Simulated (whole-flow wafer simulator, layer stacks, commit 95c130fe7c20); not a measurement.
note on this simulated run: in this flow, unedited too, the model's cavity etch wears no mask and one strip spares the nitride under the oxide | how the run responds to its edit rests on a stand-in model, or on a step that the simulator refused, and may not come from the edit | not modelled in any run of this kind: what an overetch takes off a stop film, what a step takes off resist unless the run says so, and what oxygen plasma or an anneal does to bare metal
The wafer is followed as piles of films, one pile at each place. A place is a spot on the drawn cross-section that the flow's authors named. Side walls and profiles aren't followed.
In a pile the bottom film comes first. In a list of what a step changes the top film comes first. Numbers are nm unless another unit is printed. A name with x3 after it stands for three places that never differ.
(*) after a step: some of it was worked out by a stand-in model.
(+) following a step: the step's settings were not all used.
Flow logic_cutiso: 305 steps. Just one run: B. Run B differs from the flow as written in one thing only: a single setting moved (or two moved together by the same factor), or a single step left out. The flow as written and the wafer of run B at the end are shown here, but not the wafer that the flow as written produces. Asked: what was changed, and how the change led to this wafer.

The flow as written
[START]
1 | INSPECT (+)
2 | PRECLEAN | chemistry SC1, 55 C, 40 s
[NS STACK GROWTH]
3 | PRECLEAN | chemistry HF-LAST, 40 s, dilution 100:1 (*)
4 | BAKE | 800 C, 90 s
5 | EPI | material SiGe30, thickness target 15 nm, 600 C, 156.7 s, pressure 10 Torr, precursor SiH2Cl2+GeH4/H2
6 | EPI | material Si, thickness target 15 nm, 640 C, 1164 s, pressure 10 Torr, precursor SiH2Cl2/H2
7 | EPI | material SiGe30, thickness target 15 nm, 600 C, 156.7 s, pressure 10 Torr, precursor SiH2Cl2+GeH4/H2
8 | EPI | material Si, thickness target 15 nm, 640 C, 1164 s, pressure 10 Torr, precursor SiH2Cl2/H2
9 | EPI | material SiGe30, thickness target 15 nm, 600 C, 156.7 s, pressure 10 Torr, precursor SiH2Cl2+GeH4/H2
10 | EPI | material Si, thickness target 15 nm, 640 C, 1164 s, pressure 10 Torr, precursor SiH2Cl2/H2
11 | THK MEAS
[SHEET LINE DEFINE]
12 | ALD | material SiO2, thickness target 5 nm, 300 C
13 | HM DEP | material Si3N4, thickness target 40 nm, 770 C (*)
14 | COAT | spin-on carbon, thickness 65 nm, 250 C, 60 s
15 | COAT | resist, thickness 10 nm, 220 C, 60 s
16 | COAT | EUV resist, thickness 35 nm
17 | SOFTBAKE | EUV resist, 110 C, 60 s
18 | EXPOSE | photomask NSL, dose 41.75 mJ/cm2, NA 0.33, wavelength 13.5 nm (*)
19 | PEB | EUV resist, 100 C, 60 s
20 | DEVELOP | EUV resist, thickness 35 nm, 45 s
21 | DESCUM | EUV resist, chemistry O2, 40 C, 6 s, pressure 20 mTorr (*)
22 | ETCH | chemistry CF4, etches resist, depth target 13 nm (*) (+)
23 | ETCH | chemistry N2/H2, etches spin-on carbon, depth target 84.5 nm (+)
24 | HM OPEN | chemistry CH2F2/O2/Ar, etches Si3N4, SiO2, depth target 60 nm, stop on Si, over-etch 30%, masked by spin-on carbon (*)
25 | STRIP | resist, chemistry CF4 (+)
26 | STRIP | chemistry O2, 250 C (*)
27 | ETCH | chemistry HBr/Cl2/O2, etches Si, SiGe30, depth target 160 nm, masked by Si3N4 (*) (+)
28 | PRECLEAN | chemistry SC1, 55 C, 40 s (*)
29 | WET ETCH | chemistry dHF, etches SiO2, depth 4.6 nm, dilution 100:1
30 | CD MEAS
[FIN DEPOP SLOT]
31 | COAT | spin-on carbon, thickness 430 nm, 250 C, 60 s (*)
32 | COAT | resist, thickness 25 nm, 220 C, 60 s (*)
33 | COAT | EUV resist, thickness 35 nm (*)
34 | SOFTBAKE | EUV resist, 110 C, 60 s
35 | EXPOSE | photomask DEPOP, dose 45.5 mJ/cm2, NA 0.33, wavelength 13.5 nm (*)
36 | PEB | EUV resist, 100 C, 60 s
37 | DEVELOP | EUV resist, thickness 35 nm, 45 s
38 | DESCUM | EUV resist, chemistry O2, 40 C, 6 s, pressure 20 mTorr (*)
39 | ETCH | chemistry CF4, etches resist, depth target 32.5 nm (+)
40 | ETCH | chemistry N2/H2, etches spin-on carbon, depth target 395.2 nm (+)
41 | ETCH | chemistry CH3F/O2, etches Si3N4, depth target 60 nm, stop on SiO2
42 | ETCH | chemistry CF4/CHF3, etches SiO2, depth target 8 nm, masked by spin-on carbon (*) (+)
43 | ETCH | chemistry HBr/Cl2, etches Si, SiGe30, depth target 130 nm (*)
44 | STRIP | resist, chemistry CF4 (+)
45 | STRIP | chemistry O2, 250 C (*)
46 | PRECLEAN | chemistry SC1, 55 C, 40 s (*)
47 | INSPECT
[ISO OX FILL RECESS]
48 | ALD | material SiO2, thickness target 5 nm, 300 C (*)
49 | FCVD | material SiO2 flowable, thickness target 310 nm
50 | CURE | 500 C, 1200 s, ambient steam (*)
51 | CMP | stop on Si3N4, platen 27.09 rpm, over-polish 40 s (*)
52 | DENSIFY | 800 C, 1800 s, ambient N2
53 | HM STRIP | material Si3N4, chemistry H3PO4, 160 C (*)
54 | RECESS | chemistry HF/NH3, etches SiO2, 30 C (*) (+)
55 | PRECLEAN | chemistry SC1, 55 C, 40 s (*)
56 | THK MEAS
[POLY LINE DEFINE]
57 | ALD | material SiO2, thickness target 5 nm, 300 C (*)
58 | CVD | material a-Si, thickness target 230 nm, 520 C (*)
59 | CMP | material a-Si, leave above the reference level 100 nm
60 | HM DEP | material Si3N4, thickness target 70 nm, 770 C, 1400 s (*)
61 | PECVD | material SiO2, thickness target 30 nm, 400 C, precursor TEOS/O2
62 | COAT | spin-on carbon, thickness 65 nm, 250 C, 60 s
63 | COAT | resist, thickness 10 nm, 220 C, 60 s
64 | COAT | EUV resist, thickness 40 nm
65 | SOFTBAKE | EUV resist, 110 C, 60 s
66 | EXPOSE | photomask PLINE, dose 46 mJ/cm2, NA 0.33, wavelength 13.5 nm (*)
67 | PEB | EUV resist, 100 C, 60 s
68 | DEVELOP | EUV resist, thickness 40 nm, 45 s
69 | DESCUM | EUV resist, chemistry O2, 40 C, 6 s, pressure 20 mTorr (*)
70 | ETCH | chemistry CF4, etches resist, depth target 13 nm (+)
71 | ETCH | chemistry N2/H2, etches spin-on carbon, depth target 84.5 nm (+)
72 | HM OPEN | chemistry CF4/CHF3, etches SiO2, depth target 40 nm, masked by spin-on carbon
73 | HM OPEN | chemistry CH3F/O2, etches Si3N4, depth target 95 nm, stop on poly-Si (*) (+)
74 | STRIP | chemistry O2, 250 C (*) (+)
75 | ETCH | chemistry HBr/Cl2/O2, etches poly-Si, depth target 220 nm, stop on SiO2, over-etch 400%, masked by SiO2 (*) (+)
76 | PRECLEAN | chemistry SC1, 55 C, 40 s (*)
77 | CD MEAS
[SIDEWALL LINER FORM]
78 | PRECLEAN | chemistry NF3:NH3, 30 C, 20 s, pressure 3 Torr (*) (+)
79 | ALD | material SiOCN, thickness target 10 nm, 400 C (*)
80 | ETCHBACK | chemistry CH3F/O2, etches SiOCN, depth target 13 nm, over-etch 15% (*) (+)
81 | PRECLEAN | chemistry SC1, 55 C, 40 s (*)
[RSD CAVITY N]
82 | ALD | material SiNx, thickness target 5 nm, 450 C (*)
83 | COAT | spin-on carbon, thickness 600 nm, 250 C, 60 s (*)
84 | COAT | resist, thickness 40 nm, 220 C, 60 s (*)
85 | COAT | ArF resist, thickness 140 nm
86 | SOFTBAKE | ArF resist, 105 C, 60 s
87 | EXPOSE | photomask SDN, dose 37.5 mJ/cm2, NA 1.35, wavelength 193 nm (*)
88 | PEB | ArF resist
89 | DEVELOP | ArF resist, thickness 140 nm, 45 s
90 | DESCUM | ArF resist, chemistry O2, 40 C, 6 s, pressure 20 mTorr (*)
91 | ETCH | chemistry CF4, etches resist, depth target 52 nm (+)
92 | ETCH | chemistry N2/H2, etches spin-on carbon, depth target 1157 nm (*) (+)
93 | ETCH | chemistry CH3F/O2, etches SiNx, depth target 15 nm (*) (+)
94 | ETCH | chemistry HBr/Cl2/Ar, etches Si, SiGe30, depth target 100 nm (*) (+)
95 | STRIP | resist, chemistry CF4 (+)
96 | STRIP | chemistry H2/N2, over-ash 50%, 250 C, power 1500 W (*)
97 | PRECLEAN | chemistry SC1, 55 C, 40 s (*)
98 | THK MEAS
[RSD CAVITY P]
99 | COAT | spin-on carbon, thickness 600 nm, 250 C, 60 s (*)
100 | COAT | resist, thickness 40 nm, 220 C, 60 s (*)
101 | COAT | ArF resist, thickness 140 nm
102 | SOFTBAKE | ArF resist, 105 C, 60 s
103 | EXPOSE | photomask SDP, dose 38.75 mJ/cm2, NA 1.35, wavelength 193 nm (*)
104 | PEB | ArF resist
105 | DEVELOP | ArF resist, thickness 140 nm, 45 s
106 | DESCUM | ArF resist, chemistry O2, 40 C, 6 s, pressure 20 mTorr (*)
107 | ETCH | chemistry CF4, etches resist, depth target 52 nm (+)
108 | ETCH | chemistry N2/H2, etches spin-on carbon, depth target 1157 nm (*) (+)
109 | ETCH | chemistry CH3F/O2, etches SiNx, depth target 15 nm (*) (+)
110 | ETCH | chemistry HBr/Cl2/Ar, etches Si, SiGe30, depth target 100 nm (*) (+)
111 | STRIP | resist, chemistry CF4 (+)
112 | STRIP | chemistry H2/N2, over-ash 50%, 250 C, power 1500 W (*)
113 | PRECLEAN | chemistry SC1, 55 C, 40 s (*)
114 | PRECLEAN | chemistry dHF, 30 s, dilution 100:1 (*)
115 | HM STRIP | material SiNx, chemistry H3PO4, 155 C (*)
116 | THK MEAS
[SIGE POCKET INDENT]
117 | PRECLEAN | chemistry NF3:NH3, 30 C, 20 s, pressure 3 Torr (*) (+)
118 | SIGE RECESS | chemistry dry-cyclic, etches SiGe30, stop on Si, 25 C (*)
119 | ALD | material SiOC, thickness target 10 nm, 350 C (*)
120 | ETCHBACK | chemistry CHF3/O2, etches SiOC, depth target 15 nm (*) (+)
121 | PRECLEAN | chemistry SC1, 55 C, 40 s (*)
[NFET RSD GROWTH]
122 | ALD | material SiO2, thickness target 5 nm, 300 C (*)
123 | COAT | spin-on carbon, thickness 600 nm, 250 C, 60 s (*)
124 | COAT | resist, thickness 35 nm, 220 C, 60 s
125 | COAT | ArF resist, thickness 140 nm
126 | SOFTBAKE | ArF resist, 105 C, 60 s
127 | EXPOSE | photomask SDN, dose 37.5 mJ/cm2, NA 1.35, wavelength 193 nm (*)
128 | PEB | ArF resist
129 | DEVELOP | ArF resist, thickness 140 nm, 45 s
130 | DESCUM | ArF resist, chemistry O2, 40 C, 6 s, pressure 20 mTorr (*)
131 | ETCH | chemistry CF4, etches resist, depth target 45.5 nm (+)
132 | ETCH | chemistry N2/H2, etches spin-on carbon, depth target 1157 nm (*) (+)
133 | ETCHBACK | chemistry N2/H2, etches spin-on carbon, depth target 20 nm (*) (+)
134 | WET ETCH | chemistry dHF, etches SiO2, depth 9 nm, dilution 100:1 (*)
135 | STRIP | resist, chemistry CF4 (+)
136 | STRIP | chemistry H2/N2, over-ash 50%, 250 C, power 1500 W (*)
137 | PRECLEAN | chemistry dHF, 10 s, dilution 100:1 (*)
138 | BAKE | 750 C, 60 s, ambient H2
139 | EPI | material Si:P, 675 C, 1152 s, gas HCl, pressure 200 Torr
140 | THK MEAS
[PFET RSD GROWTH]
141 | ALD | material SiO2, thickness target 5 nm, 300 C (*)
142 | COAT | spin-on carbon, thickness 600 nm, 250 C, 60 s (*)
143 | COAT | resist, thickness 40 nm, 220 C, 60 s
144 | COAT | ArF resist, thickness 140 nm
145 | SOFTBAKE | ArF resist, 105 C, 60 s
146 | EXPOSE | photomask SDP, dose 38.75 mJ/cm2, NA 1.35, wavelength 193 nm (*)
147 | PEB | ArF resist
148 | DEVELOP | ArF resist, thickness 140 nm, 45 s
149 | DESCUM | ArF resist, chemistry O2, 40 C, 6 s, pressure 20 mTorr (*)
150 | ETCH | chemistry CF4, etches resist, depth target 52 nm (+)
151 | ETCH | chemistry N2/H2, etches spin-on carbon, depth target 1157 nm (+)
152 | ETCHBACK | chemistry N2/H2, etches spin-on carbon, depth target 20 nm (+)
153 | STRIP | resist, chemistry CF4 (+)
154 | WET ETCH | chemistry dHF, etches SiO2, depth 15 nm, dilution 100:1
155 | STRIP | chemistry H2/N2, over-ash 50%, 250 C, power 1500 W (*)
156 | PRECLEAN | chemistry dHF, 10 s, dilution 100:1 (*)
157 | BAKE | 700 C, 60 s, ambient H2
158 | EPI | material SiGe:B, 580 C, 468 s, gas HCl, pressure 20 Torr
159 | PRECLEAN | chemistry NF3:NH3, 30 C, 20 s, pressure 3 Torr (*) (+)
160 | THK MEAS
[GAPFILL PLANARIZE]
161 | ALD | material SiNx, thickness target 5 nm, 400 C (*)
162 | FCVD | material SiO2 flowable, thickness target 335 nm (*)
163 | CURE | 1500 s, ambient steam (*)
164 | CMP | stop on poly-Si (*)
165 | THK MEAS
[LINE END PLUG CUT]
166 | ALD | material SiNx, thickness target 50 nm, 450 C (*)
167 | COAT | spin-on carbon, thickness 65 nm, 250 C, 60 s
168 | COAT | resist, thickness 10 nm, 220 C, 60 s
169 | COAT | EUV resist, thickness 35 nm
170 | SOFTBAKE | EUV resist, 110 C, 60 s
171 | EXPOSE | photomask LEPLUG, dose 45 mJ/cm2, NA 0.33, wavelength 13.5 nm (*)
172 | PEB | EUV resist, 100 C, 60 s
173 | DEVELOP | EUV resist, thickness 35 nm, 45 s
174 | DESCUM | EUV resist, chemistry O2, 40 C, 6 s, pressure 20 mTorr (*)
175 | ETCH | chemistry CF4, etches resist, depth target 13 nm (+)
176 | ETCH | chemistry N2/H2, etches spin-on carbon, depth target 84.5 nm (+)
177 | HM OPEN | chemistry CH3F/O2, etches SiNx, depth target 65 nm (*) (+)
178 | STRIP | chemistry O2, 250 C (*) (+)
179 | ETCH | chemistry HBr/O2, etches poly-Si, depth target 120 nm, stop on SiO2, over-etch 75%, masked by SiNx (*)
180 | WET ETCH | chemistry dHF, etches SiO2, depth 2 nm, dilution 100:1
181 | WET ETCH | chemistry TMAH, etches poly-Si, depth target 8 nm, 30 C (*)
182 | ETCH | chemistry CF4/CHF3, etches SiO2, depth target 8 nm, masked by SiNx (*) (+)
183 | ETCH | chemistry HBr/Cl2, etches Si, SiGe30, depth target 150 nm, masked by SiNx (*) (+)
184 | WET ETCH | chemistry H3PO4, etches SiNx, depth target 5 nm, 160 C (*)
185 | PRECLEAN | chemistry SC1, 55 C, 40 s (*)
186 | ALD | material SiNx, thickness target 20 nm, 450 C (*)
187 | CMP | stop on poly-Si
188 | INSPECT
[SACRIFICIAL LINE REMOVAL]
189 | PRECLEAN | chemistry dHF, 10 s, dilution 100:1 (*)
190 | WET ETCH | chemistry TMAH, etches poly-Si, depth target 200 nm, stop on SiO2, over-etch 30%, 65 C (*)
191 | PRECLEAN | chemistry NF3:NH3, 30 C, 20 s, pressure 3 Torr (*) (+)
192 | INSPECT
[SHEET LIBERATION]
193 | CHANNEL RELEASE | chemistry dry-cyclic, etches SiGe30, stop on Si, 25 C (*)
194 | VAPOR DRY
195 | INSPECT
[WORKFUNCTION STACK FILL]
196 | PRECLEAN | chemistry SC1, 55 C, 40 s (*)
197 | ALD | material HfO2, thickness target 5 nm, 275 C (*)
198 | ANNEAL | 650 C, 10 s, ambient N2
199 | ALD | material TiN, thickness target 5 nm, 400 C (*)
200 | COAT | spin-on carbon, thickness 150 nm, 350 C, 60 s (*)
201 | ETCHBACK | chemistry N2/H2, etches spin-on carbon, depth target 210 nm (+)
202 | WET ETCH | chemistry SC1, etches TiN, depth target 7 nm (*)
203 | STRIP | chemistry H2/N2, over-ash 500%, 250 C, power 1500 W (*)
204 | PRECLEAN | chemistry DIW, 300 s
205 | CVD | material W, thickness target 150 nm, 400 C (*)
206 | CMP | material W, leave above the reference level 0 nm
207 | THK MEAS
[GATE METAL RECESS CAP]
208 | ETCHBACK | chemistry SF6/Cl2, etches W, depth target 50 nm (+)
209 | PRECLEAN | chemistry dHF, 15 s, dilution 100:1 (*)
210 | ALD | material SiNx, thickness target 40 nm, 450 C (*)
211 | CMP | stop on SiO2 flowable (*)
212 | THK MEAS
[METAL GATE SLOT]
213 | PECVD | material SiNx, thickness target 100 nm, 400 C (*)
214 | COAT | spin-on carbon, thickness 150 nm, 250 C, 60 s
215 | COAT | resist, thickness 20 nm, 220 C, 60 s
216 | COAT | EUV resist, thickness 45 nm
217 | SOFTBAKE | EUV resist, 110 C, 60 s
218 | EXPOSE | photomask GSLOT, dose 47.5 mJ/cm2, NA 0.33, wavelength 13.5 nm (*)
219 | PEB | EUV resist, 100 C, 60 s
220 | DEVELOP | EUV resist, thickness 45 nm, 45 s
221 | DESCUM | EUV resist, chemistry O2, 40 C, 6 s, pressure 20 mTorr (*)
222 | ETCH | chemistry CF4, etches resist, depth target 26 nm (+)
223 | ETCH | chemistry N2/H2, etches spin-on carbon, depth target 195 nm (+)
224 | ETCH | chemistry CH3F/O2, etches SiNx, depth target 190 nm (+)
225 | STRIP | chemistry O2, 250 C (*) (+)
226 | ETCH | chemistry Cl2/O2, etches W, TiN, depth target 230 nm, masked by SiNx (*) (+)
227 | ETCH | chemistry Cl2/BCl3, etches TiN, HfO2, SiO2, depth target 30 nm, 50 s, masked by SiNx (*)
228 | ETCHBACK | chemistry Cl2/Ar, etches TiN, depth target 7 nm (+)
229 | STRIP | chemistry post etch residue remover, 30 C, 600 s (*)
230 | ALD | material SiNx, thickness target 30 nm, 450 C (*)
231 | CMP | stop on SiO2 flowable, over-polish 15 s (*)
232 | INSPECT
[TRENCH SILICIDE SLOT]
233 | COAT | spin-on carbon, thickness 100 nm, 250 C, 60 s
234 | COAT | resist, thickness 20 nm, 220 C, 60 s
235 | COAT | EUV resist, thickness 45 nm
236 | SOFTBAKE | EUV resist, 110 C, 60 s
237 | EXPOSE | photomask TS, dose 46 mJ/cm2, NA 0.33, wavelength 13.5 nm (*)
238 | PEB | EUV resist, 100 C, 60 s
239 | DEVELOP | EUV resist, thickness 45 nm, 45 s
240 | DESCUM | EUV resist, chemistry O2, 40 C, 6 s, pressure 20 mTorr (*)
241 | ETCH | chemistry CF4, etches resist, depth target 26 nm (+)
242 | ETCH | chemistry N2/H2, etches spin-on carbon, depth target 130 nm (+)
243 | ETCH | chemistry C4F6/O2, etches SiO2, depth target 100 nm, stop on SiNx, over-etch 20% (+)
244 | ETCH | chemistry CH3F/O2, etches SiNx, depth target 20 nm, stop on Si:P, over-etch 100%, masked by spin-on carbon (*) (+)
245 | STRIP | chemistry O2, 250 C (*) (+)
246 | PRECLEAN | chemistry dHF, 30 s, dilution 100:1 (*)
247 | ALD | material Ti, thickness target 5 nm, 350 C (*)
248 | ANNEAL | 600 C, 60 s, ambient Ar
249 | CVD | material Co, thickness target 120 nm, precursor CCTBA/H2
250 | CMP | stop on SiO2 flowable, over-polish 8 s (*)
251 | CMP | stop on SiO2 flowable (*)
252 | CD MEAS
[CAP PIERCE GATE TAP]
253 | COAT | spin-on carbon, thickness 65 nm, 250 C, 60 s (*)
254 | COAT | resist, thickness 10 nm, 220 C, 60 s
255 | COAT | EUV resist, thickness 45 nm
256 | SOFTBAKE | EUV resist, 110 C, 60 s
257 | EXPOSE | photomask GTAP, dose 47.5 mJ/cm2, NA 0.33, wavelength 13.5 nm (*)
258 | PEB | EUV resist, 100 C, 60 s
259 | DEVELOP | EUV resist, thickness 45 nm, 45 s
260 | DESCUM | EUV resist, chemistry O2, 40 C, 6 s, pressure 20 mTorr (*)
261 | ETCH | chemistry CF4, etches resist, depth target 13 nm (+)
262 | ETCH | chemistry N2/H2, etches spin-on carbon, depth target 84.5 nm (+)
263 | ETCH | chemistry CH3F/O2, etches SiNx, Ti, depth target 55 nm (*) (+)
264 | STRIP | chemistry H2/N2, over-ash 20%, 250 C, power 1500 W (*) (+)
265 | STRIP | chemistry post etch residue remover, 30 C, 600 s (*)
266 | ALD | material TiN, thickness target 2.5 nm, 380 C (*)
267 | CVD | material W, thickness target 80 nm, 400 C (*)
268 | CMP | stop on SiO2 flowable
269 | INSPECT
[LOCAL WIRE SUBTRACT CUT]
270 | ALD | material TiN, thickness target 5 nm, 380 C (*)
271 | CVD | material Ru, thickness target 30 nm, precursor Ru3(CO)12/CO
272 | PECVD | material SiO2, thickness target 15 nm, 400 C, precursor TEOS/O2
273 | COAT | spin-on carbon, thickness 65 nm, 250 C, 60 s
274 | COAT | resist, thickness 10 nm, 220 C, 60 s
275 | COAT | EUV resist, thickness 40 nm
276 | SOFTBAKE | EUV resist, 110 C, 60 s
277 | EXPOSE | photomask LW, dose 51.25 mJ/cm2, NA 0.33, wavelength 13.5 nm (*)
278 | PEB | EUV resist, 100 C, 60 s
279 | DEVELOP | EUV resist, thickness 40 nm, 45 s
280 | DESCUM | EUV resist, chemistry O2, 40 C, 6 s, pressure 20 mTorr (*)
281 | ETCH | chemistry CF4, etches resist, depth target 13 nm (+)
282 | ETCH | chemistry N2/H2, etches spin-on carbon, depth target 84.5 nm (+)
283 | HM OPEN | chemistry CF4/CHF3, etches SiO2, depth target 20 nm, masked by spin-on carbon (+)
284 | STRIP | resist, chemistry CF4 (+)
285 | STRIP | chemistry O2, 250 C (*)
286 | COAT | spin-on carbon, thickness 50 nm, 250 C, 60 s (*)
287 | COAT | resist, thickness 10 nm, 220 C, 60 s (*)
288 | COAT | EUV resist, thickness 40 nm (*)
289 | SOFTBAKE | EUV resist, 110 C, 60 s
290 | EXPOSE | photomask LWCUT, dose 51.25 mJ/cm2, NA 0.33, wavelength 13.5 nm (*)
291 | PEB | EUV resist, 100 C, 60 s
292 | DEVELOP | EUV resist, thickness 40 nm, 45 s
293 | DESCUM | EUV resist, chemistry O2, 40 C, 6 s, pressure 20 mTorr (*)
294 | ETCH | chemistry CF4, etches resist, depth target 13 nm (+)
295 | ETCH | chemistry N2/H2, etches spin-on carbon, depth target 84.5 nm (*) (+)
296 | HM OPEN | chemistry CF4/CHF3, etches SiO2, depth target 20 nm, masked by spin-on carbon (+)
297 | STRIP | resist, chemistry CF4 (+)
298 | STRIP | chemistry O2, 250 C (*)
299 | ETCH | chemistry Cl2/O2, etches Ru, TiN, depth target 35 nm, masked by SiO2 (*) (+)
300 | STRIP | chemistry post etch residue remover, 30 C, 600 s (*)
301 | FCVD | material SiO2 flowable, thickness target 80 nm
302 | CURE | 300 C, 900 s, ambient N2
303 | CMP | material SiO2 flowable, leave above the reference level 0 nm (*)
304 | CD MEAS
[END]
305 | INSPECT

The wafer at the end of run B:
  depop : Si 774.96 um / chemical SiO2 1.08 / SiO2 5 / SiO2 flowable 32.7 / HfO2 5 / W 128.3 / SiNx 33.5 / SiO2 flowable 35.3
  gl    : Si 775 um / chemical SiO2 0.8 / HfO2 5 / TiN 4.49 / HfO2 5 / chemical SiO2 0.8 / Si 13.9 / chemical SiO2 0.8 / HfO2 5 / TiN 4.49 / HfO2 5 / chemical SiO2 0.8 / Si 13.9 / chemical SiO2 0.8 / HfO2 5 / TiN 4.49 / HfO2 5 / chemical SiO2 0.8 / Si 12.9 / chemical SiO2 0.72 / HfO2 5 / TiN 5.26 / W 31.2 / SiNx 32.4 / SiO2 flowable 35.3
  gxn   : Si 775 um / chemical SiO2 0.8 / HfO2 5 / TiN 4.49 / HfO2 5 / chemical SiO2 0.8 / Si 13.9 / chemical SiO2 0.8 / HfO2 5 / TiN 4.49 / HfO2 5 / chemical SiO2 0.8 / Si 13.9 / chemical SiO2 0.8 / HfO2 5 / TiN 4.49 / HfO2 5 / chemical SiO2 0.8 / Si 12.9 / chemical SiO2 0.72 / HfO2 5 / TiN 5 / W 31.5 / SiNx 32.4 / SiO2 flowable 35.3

The reason: step 210, ALD: material SiNx, thickness target 40 nm, 450 C (*), was skipped.

Step by step, how the change led to this:
  211 | CMP | stop on SiO2 flowable (*)
      gfld, gl, glp, gxf, gxn, gxp, tap: nothing (it would be, as written: SiNx loses 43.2)
      depop, dpovl, isow, ns, nsgap: nothing (it would be, as written: SiNx loses 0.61)
      (and at 10 other places as well)
  213 | PECVD | material SiNx, thickness target 100 nm, 400 C (*)
      gfld, gl, glp, gxf, gxn, gxp, tap: SiNx gains 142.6 (new film) (it would be, as written: SiNx gains 100)
      depop, dpovl, isow, ns, nsgap: SiNx gains 100 (new film) (it would be, as written: SiNx gains 100)
      (and at 1 other place as well)
  224 | ETCH | chemistry CH3F/O2, etches SiNx, depth target 190 nm (+)
      gfld: SiNx loses 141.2 (all of it), W loses 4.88 (it would be, as written: SiNx loses 138.1 (all of it), W loses 5.19)
  231 | CMP | stop on SiO2 flowable, over-polish 15 s (*)
      rsdn, rsdx: SiNx loses 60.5 (it would be, as written: SiNx loses 61 (all of it), SiO2 flowable loses 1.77)
      rsdp, rsdw: SiNx loses 60.5 (it would be, as written: SiNx loses 61 (all of it), SiO2 flowable loses 1.75)
      (and at 6 other places as well)
  242 | ETCH | chemistry N2/H2, etches spin-on carbon, depth target 130 nm (+)
      rsdp, rsdw: spin-on carbon loses 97 (all of it), SiNx loses 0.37 (all of it), SiO2 flowable loses 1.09 (it would be, as written: spin-on carbon loses 97 (all of it), SiO2 flowable loses 1.83)
      rsdn: spin-on carbon loses 97 (all of it), SiNx loses 0.35 (all of it), SiO2 flowable loses 1.13 (it would be, as written: spin-on carbon loses 97 (all of it), SiO2 flowable loses 1.83)
  243 | ETCH | chemistry C4F6/O2, etches SiO2, depth target 100 nm, stop on SiNx, over-etch 20% (+)
      rsdn, rsdp, rsdw: SiO2 flowable loses 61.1 (all of it) (it would be, as written: SiO2 flowable loses 57.5 (all of it))
  246 | PRECLEAN | chemistry dHF, 30 s, dilution 100:1 (*)
      iso: SiNx loses 0.73 (all of it) (it would be, as written: SiO2 flowable loses 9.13)
      rsdx: SiNx loses 0.35 (all of it), SiO2 flowable loses 2.95 (it would be, as written: SiO2 flowable loses 8.73)
      (and at 6 other places as well)
  249 | CVD | material Co, thickness target 120 nm, precursor CCTBA/H2
      iso: Co gains 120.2 (new film) (it would be, as written: Co gains 128.3 (new film))
      rsdx: Co gains 122.8 (new film) (it would be, as written: Co gains 127.9 (new film))
  250 | CMP | stop on SiO2 flowable, over-polish 8 s (*)
      iso: Co loses 120.2 (all of it), Ti loses 5 (all of it), SiO2 flowable loses 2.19 (it would be, as written: Co loses 127.1)
      rsdx: Co loses 122.8 (all of it), Ti loses 5 (all of it) (it would be, as written: Co loses 127.9 (all of it))
      (and at 6 other places as well)
  251 | CMP | stop on SiO2 flowable (*)
      iso: SiO2 flowable loses 5 (it would be, as written: Co loses 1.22 (all of it), Ti loses 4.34)
      rsdx: SiO2 flowable loses 4.62 (it would be, as written: Ti loses 5 (all of it))
  263 | ETCH | chemistry CH3F/O2, etches SiNx, Ti, depth target 55 nm (*) (+)
      glp, lnrp, lnrt, plug, rsdn, rsdp, rsdw: resist loses 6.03 (all of it), spin-on carbon loses 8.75 (it would be, as written: resist loses 6.02 (all of it), spin-on carbon loses 6.48)
      depop, dpovl, gl, isow, ns, nsgap: resist loses 6.03 (all of it), spin-on carbon loses 8.75 (it would be, as written: resist loses 6.03 (all of it), spin-on carbon loses 6.46)
      (and at 9 other places as well)
  264 | STRIP | chemistry H2/N2, over-ash 20%, 250 C, power 1500 W (*) (+)
      gfld, gl, glp and 11 more: spin-on carbon loses 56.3 (all of it) (it would be, as written: spin-on carbon loses 58.4 (all of it))
      depop, dpovl, isow, ns, nsgap: spin-on carbon loses 56.3 (all of it) (it would be, as written: spin-on carbon loses 58.5 (all of it))
      (and at 2 other places as well)
  265 | STRIP | chemistry post etch residue remover, 30 C, 600 s (*)
      iso: nothing (it would be, as written: Ti loses 0.66 (all of it))
  267 | CVD | material W, thickness target 80 nm, 400 C (*)
      tap: W gains 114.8 (new film) (it would be, as written: W gains 111.4 (new film))
  268 | CMP | stop on SiO2 flowable
      depop, dpovl, gfld and 9 more: W loses 80.2 (all of it), TiN loses 2.5 (all of it) (it would be, as written: W loses 80.2 (all of it), TiN loses 2.5 (all of it), SiNx loses 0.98)
      lnr, lnri, lnrp, lnrt: W loses 80 (all of it), TiN loses 2.5 (all of it), SiOCN loses 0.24 (it would be, as written: W loses 80 (all of it), TiN loses 2.5 (all of it), SiOCN loses 1.22)
      (and at 3 other places as well)
